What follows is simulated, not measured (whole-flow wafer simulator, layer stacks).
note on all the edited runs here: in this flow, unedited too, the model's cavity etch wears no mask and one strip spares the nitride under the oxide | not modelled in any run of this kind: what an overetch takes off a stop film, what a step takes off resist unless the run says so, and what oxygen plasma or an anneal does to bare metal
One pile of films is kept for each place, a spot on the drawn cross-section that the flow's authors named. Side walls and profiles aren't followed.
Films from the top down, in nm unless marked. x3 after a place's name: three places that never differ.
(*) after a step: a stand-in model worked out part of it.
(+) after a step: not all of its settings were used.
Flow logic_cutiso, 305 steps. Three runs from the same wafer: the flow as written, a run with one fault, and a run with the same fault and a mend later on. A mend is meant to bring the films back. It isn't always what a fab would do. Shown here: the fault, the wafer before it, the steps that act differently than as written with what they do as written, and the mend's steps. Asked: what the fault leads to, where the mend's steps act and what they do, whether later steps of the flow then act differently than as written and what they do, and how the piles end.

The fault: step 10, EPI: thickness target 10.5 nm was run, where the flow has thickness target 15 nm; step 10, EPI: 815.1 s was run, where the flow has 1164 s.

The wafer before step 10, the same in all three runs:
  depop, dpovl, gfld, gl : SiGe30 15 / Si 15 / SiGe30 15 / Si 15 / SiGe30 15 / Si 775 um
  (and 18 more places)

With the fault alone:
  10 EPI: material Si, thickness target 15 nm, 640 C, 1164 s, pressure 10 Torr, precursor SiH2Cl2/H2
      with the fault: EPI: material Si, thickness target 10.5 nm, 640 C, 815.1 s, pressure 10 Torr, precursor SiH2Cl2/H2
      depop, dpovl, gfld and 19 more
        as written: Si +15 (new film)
        with the fault: Si +10.5 (new film)
  Later steps of the flow that act differently than as written (3 more steps differ only slightly, by at most 2% or 0.5 nm, whichever is larger, and aren't shown):
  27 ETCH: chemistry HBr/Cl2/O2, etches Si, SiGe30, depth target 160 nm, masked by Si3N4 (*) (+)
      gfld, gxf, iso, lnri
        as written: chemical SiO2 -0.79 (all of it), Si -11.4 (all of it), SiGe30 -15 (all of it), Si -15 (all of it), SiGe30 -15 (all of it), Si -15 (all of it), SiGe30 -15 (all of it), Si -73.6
        with the fault: chemical SiO2 -0.79 (all of it), Si -6.85 (all of it), SiGe30 -15 (all of it), Si -15 (all of it), SiGe30 -15 (all of it), Si -15 (all of it), SiGe30 -15 (all of it), Si -78.1
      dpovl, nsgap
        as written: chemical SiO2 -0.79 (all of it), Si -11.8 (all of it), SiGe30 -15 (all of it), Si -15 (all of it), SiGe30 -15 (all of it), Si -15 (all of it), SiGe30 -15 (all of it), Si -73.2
        with the fault: chemical SiO2 -0.79 (all of it), Si -7.25 (all of it), SiGe30 -15 (all of it), Si -15 (all of it), SiGe30 -15 (all of it), Si -15 (all of it), SiGe30 -15 (all of it), Si -77.7
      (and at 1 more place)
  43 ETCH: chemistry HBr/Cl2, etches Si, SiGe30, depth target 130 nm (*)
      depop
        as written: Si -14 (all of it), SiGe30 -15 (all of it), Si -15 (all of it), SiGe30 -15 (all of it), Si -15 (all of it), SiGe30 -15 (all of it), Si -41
        with the fault: Si -9.52 (all of it), SiGe30 -15 (all of it), Si -15 (all of it), SiGe30 -15 (all of it), Si -15 (all of it), SiGe30 -15 (all of it), Si -45.5
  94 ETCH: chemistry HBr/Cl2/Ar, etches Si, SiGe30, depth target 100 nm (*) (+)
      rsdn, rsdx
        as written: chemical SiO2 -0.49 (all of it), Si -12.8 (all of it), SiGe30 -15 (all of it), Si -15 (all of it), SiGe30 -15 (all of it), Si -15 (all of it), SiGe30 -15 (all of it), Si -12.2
        with the fault: chemical SiO2 -0.49 (all of it), Si -8.32 (all of it), SiGe30 -15 (all of it), Si -15 (all of it), SiGe30 -15 (all of it), Si -15 (all of it), SiGe30 -15 (all of it), Si -16.7
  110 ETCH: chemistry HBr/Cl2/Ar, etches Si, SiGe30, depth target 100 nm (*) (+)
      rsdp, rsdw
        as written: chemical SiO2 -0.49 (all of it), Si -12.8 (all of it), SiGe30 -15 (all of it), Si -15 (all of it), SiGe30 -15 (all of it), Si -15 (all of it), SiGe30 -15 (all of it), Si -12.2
        with the fault: chemical SiO2 -0.49 (all of it), Si -8.32 (all of it), SiGe30 -15 (all of it), Si -15 (all of it), SiGe30 -15 (all of it), Si -15 (all of it), SiGe30 -15 (all of it), Si -16.7
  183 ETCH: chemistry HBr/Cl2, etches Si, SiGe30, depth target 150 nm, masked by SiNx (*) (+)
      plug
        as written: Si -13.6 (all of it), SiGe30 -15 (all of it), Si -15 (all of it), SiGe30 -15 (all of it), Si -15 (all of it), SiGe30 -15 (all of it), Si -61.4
        with the fault: Si -9.05 (all of it), SiGe30 -15 (all of it), Si -15 (all of it), SiGe30 -15 (all of it), Si -15 (all of it), SiGe30 -15 (all of it), Si -65.9
  At the end the piles differ from the flow's by more than 2% or 0.5 nm, whichever is larger, at gl, glp, gxn and 6 more.
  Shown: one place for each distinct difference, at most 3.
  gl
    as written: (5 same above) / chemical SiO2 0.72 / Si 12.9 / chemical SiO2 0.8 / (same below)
    with the fault: (5 same above) / chemical SiO2 0.72 / Si 8.35 / chemical SiO2 0.8 / (same below)
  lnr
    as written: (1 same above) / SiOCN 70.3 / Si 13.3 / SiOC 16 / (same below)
    with the fault: (1 same above) / SiOCN 70.3 / Si 8.79 / SiOC 16 / (same below)
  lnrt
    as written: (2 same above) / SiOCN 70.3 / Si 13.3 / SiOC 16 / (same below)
    with the fault: (2 same above) / SiOCN 70.3 / Si 8.79 / SiOC 16 / (same below)

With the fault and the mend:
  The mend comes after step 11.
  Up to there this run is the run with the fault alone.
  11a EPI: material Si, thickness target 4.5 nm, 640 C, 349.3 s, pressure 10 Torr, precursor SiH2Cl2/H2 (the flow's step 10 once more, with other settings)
      depop, dpovl, gfld and 19 more
        Si +4.5
  No later step of the flow acts differently than as written at any place that is followed.
  At the end the piles are the same as the flow's at every place that both follow.
